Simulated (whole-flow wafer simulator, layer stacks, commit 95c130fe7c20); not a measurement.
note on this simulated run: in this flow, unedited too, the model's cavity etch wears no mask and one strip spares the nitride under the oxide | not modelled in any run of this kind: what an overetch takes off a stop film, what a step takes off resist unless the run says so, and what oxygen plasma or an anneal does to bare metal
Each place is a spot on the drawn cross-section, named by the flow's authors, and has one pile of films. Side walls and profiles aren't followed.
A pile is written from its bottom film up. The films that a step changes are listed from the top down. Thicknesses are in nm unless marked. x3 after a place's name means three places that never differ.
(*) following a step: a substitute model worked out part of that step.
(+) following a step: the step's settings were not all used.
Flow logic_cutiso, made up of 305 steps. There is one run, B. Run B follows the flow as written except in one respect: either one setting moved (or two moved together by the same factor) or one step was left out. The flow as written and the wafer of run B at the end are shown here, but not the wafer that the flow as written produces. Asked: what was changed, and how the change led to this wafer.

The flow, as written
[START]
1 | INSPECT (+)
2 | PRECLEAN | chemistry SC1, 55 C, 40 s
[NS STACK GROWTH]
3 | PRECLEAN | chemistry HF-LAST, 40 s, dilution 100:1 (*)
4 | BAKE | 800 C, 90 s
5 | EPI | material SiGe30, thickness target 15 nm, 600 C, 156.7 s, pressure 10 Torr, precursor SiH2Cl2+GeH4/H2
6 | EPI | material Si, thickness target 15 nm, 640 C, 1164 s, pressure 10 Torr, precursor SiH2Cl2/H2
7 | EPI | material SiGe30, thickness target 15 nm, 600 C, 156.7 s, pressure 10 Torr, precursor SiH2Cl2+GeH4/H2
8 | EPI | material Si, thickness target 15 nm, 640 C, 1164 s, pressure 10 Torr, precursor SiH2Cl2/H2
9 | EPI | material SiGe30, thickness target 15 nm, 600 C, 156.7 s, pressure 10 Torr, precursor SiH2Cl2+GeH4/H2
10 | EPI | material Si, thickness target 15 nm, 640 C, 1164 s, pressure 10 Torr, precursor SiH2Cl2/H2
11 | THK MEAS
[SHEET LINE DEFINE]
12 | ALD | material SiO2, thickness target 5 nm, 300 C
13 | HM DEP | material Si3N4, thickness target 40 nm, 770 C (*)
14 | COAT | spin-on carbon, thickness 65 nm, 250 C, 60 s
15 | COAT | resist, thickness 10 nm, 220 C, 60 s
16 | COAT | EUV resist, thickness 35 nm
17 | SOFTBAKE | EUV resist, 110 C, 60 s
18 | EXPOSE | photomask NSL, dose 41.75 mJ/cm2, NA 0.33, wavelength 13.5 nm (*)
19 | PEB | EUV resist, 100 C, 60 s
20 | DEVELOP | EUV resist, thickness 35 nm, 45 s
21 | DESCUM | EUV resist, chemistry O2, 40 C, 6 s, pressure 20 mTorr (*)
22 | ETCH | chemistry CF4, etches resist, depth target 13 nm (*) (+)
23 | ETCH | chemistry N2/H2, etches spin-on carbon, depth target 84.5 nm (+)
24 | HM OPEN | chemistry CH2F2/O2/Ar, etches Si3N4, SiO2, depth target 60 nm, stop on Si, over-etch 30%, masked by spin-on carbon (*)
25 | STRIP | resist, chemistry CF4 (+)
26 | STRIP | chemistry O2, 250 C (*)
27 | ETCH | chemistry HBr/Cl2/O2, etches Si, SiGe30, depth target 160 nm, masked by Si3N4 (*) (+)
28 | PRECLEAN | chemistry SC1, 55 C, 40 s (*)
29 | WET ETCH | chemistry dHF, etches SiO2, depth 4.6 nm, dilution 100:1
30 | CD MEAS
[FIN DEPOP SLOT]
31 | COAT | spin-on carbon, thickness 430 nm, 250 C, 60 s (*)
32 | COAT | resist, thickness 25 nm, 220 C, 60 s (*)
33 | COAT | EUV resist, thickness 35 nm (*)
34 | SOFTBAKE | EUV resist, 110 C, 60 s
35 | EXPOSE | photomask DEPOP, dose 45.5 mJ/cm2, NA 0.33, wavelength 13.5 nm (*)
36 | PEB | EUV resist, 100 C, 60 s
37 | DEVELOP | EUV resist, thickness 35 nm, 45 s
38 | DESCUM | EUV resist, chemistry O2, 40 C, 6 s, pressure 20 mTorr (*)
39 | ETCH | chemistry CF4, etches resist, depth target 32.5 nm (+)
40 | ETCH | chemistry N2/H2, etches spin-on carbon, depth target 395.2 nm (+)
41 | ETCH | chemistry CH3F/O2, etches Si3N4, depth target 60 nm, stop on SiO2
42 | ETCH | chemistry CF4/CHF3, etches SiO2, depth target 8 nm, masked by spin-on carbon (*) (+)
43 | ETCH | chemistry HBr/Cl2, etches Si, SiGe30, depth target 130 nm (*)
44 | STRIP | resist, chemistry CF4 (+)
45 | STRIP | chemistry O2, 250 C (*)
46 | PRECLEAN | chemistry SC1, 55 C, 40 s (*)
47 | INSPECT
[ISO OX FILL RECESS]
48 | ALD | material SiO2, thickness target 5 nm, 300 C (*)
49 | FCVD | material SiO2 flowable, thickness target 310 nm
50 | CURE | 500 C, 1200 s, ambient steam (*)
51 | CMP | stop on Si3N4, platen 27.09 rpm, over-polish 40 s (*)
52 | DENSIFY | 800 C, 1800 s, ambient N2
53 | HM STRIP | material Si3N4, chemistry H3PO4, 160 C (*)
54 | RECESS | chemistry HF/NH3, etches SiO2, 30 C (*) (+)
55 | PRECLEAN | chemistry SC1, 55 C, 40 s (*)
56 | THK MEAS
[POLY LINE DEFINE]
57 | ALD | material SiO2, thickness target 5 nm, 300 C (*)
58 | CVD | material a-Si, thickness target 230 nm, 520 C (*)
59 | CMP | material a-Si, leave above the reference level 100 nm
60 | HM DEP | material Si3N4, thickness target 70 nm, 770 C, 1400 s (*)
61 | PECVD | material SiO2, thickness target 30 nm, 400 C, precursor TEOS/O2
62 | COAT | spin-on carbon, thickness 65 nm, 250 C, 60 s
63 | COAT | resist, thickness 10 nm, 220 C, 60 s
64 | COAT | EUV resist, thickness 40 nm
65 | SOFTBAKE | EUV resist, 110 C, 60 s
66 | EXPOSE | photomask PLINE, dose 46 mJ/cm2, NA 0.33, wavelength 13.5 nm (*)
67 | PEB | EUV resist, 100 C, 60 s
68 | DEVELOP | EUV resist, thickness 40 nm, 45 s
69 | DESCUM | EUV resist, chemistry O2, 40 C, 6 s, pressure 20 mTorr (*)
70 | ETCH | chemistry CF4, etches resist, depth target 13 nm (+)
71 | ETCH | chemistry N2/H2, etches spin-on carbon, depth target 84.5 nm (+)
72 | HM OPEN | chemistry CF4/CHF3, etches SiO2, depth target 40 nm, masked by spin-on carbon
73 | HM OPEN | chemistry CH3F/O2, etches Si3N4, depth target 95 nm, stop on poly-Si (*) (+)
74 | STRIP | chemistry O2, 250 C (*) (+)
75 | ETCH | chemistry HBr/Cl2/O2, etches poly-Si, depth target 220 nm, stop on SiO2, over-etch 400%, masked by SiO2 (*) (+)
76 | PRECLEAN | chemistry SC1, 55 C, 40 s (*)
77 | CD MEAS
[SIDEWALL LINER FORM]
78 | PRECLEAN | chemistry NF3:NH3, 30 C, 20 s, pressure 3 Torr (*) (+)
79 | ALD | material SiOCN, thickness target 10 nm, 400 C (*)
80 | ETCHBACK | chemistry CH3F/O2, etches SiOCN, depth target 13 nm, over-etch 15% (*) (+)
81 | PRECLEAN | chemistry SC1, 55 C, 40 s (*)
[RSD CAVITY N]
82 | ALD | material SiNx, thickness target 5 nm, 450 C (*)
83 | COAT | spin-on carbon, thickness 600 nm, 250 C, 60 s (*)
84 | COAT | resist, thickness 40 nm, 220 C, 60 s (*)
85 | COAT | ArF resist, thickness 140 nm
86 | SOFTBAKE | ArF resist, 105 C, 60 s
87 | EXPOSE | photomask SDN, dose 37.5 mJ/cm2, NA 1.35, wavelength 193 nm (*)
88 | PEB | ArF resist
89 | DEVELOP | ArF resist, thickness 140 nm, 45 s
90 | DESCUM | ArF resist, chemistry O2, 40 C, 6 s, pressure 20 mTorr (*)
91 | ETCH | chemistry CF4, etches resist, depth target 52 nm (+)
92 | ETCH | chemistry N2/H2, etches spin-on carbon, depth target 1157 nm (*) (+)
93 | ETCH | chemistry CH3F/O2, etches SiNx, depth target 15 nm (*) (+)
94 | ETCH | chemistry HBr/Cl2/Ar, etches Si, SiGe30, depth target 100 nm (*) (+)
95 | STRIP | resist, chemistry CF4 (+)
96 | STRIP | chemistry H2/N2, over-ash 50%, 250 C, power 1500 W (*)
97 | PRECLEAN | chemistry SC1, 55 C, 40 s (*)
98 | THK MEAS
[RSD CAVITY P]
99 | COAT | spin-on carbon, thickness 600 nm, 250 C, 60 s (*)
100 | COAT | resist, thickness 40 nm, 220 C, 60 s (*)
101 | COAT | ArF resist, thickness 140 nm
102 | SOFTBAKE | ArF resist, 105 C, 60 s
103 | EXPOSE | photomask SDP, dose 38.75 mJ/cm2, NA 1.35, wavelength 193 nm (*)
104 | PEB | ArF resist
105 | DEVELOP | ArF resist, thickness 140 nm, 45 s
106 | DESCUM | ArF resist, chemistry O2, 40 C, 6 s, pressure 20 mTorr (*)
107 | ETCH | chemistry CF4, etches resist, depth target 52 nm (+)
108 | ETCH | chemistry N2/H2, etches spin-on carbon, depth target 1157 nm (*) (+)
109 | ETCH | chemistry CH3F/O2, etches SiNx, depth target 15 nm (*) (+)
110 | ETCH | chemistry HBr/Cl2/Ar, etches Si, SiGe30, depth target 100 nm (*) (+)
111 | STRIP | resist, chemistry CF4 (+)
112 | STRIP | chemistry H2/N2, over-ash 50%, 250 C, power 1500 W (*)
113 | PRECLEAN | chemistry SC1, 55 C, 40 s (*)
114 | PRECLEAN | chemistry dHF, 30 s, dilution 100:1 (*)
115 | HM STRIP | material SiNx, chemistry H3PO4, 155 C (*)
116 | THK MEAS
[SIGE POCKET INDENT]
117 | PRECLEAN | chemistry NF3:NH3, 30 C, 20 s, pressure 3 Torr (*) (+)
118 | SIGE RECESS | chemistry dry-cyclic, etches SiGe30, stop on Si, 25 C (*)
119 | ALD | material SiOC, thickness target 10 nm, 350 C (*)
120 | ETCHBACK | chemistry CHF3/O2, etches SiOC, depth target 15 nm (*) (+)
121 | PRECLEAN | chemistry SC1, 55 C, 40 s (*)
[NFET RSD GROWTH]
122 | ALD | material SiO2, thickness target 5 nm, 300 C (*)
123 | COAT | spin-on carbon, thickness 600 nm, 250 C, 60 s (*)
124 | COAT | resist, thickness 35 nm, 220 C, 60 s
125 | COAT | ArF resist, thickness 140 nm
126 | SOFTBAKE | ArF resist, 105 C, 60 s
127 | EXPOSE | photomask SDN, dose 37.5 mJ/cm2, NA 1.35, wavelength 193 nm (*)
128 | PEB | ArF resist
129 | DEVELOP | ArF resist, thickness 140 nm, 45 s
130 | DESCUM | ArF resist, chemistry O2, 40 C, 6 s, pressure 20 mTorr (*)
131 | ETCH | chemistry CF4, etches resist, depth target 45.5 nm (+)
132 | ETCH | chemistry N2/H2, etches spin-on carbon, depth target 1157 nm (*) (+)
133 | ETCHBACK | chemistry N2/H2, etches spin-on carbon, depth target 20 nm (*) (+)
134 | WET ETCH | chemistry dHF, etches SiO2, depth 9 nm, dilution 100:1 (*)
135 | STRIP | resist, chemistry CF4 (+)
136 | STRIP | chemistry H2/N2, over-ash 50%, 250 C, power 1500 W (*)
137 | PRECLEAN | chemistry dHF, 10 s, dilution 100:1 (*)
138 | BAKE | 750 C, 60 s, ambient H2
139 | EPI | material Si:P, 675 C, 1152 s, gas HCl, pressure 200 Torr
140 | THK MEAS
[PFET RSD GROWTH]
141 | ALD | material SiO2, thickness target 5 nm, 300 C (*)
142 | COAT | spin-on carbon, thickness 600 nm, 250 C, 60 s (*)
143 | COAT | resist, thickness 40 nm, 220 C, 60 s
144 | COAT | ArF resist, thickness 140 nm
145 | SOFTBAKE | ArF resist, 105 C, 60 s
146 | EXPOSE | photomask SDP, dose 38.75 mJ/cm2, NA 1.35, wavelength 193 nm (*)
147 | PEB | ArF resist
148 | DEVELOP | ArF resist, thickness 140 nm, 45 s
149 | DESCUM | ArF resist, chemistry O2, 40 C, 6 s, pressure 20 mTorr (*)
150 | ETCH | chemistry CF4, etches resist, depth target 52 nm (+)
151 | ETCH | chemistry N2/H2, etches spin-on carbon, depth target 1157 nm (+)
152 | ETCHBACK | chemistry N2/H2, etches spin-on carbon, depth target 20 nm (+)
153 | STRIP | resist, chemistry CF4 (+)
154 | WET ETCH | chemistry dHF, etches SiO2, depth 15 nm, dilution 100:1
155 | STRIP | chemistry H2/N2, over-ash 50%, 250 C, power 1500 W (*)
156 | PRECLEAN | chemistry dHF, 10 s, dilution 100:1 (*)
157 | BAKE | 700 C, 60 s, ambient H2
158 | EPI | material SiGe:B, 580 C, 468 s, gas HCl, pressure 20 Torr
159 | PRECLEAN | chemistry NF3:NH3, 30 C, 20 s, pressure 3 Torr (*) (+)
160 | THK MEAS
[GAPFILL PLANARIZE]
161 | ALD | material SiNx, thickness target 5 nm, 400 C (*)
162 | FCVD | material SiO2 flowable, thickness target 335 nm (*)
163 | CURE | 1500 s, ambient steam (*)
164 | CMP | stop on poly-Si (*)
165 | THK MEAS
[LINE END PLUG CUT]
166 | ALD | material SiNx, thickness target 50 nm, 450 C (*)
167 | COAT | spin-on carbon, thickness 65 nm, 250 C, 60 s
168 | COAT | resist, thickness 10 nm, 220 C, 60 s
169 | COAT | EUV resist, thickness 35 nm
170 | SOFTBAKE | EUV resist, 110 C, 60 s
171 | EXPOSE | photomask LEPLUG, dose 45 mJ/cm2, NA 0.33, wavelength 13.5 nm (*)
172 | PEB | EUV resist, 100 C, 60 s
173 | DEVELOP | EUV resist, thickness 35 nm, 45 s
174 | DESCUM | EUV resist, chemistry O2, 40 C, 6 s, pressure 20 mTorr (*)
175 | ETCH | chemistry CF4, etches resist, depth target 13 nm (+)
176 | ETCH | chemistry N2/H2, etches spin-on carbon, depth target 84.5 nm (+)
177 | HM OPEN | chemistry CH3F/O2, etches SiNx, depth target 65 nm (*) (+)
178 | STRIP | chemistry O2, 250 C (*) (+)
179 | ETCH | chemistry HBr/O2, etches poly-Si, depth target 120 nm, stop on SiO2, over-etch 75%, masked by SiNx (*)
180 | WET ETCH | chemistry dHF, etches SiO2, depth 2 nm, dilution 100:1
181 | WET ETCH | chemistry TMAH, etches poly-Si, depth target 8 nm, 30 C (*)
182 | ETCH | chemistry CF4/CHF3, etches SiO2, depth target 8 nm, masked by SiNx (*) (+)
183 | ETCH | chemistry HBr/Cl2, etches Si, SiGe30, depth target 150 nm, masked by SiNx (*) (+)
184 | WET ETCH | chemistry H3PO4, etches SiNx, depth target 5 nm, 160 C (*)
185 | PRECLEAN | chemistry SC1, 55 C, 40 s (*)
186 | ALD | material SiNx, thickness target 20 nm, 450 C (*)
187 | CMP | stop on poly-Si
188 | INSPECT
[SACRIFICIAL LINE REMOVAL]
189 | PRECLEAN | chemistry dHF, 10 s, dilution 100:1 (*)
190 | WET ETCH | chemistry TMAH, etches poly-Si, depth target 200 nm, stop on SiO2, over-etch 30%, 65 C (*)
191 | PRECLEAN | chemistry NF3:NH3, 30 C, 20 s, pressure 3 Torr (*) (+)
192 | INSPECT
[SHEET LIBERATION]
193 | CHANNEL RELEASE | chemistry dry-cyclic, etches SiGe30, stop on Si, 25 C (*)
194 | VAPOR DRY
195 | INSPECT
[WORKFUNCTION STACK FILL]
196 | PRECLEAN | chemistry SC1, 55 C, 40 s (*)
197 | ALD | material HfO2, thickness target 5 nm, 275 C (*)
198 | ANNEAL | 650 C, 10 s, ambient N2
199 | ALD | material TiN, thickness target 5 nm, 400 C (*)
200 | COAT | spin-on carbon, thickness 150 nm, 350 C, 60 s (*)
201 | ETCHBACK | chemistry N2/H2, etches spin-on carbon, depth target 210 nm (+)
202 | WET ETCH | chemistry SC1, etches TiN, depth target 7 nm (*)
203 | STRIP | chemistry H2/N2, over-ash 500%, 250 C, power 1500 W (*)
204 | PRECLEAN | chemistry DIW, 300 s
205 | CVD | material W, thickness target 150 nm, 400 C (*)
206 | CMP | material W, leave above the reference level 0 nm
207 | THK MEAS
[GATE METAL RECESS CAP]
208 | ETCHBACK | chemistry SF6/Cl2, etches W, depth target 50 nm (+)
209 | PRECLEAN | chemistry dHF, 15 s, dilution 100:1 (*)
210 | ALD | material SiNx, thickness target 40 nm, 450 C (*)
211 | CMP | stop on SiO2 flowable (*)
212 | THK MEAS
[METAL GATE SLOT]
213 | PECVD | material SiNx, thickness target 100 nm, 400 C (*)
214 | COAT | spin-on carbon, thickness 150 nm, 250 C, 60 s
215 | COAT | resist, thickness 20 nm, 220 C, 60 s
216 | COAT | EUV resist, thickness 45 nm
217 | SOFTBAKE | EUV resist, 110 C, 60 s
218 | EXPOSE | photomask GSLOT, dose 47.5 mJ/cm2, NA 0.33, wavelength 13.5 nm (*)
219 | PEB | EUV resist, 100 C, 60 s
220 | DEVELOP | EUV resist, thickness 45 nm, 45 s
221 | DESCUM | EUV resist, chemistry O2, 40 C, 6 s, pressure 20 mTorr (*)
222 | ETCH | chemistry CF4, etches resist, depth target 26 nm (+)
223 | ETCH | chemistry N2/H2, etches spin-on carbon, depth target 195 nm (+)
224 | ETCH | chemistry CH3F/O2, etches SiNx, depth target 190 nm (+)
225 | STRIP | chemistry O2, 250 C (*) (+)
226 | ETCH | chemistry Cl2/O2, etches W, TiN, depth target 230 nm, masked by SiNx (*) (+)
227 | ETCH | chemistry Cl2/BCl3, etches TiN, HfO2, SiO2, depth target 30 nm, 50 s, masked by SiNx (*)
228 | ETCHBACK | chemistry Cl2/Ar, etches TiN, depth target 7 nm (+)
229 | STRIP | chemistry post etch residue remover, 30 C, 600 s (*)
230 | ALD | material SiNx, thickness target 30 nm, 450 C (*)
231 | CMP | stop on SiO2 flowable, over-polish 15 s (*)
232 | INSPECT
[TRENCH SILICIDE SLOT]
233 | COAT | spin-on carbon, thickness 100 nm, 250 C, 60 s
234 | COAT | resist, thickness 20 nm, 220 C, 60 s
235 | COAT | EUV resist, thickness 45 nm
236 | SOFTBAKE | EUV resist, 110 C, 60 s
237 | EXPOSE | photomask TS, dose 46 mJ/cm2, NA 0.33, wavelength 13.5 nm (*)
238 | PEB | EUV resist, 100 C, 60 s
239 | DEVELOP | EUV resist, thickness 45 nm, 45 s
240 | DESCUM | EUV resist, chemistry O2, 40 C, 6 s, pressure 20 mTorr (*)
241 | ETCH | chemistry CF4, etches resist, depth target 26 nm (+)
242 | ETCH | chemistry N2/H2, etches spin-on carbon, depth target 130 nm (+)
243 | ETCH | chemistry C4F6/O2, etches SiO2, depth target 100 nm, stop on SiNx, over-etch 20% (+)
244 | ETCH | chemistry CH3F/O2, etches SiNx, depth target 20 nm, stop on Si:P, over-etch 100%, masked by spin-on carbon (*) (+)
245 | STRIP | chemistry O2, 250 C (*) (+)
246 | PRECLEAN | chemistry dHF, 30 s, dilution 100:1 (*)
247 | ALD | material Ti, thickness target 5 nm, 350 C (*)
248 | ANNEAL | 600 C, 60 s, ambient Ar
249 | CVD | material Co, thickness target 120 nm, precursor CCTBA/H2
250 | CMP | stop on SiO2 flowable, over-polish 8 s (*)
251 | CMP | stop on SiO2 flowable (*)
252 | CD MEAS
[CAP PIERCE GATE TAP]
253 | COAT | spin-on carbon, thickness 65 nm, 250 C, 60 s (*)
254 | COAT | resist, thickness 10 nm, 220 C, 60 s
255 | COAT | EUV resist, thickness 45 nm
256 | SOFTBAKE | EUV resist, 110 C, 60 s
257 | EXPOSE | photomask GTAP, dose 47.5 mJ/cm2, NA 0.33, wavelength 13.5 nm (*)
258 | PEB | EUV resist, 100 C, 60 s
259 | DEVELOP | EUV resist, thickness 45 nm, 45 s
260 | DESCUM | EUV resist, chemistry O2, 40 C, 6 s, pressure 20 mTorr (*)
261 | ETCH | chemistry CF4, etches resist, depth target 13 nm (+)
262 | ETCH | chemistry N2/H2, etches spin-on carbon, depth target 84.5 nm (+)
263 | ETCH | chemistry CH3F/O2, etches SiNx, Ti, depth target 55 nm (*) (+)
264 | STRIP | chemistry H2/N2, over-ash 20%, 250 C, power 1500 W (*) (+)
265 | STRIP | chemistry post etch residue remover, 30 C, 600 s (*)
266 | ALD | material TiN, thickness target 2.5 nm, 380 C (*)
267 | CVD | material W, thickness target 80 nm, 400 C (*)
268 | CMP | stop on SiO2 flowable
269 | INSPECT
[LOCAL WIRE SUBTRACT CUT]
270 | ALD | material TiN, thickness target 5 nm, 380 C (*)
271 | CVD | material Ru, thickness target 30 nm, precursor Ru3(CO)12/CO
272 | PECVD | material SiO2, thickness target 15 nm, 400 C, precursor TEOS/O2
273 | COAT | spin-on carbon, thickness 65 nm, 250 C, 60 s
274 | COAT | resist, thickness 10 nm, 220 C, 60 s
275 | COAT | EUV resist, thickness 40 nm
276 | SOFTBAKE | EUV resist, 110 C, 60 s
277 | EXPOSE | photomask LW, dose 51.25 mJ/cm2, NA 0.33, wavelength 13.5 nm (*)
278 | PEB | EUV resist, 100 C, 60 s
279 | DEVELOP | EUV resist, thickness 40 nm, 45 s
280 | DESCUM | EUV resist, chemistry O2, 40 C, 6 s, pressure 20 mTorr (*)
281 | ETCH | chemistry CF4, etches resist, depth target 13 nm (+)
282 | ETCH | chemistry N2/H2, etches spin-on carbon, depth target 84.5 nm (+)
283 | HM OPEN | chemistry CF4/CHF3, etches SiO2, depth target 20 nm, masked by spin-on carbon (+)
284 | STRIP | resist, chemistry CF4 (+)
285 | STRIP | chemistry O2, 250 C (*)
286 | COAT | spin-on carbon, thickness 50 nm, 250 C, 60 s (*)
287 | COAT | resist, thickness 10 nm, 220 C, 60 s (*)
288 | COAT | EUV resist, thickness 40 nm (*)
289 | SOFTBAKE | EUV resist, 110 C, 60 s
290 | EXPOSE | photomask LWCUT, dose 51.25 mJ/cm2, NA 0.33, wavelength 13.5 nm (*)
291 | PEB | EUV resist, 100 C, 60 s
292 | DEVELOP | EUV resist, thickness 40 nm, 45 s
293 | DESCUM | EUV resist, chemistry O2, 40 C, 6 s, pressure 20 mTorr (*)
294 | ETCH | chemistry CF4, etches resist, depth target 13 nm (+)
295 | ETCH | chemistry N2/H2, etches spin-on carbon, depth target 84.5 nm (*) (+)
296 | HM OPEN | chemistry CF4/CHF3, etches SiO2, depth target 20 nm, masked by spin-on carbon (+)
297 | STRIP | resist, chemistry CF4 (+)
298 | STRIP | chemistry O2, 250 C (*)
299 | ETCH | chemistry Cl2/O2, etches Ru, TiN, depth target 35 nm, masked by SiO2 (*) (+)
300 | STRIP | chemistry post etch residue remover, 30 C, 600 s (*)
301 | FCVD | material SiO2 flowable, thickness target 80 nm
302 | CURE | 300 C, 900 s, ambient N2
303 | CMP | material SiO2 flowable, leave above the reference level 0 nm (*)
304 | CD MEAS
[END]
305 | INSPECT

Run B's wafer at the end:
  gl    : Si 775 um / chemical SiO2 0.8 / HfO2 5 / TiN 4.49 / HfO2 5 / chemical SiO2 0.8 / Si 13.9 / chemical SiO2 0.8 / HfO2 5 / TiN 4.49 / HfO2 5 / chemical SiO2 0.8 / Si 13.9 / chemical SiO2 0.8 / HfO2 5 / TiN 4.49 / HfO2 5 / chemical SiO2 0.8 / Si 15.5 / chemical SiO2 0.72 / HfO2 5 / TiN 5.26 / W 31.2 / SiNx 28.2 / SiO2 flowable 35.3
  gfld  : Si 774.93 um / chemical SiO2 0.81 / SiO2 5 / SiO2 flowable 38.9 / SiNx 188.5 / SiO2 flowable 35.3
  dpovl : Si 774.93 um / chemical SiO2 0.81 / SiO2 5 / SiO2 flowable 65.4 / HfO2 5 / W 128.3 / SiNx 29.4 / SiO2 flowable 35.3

Cause: step 10, EPI: thickness target 17.6 nm was run, whereas the flow has thickness target 15 nm; step 10, EPI: 1368 s was run, where the flow has 1164 s.

How this came from the change, step by step:
  10 | EPI | material Si, thickness target 15 nm, 640 C, 1164 s, pressure 10 Torr, precursor SiH2Cl2/H2
      depop, dpovl, gfld and 19 more: Si gains 17.6 (new film) (in the flow as written it would be: Si gains 15 (new film))
  27 | ETCH | chemistry HBr/Cl2/O2, etches Si, SiGe30, depth target 160 nm, masked by Si3N4 (*) (+)
      gfld, gxf, iso, lnri: chemical SiO2 loses 0.79 (all of it), Si loses 14 (all of it), SiGe30 loses 15 (all of it), Si loses 15 (all of it), SiGe30 loses 15 (all of it), Si loses 15 (all of it), SiGe30 loses 15 (all of it), Si loses 71 (in the flow as written it would be: chemical SiO2 loses 0.79 (all of it), Si loses 11.4 (all of it), SiGe30 loses 15 (all of it), Si loses 15 (all of it), SiGe30 loses 15 (all of it), Si loses 15 (all of it), SiGe30 loses 15 (all of it), Si loses 73.6)
      dpovl, nsgap: chemical SiO2 loses 0.79 (all of it), Si loses 14.4 (all of it), SiGe30 loses 15 (all of it), Si loses 15 (all of it), SiGe30 loses 15 (all of it), Si loses 15 (all of it), SiGe30 loses 15 (all of it), Si loses 70.6 (in the flow as written it would be: chemical SiO2 loses 0.79 (all of it), Si loses 11.8 (all of it), SiGe30 loses 15 (all of it), Si loses 15 (all of it), SiGe30 loses 15 (all of it), Si loses 15 (all of it), SiGe30 loses 15 (all of it), Si loses 73.2)
      (also at 1 further place)
  43 | ETCH | chemistry HBr/Cl2, etches Si, SiGe30, depth target 130 nm (*)
      depop: Si loses 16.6 (all of it), SiGe30 loses 15 (all of it), Si loses 15 (all of it), SiGe30 loses 15 (all of it), Si loses 15 (all of it), SiGe30 loses 15 (all of it), Si loses 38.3 (in the flow as written it would be: Si loses 14 (all of it), SiGe30 loses 15 (all of it), Si loses 15 (all of it), SiGe30 loses 15 (all of it), Si loses 15 (all of it), SiGe30 loses 15 (all of it), Si loses 41)
  94 | ETCH | chemistry HBr/Cl2/Ar, etches Si, SiGe30, depth target 100 nm (*) (+)
      rsdn, rsdx: chemical SiO2 loses 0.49 (all of it), Si loses 15.4 (all of it), SiGe30 loses 15 (all of it), Si loses 15 (all of it), SiGe30 loses 15 (all of it), Si loses 15 (all of it), SiGe30 loses 15 (all of it), Si loses 9.54 (in the flow as written it would be: chemical SiO2 loses 0.49 (all of it), Si loses 12.8 (all of it), SiGe30 loses 15 (all of it), Si loses 15 (all of it), SiGe30 loses 15 (all of it), Si loses 15 (all of it), SiGe30 loses 15 (all of it), Si loses 12.2)
  110 | ETCH | chemistry HBr/Cl2/Ar, etches Si, SiGe30, depth target 100 nm (*) (+)
      rsdp, rsdw: chemical SiO2 loses 0.49 (all of it), Si loses 15.4 (all of it), SiGe30 loses 15 (all of it), Si loses 15 (all of it), SiGe30 loses 15 (all of it), Si loses 15 (all of it), SiGe30 loses 15 (all of it), Si loses 9.54 (in the flow as written it would be: chemical SiO2 loses 0.49 (all of it), Si loses 12.8 (all of it), SiGe30 loses 15 (all of it), Si loses 15 (all of it), SiGe30 loses 15 (all of it), Si loses 15 (all of it), SiGe30 loses 15 (all of it), Si loses 12.2)
  183 | ETCH | chemistry HBr/Cl2, etches Si, SiGe30, depth target 150 nm, masked by SiNx (*) (+)
      plug: Si loses 16.2 (all of it), SiGe30 loses 15 (all of it), Si loses 15 (all of it), SiGe30 loses 15 (all of it), Si loses 15 (all of it), SiGe30 loses 15 (all of it), Si loses 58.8 (in the flow as written it would be: Si loses 13.6 (all of it), SiGe30 loses 15 (all of it), Si loses 15 (all of it), SiGe30 loses 15 (all of it), Si loses 15 (all of it), SiGe30 loses 15 (all of it), Si loses 61.4)
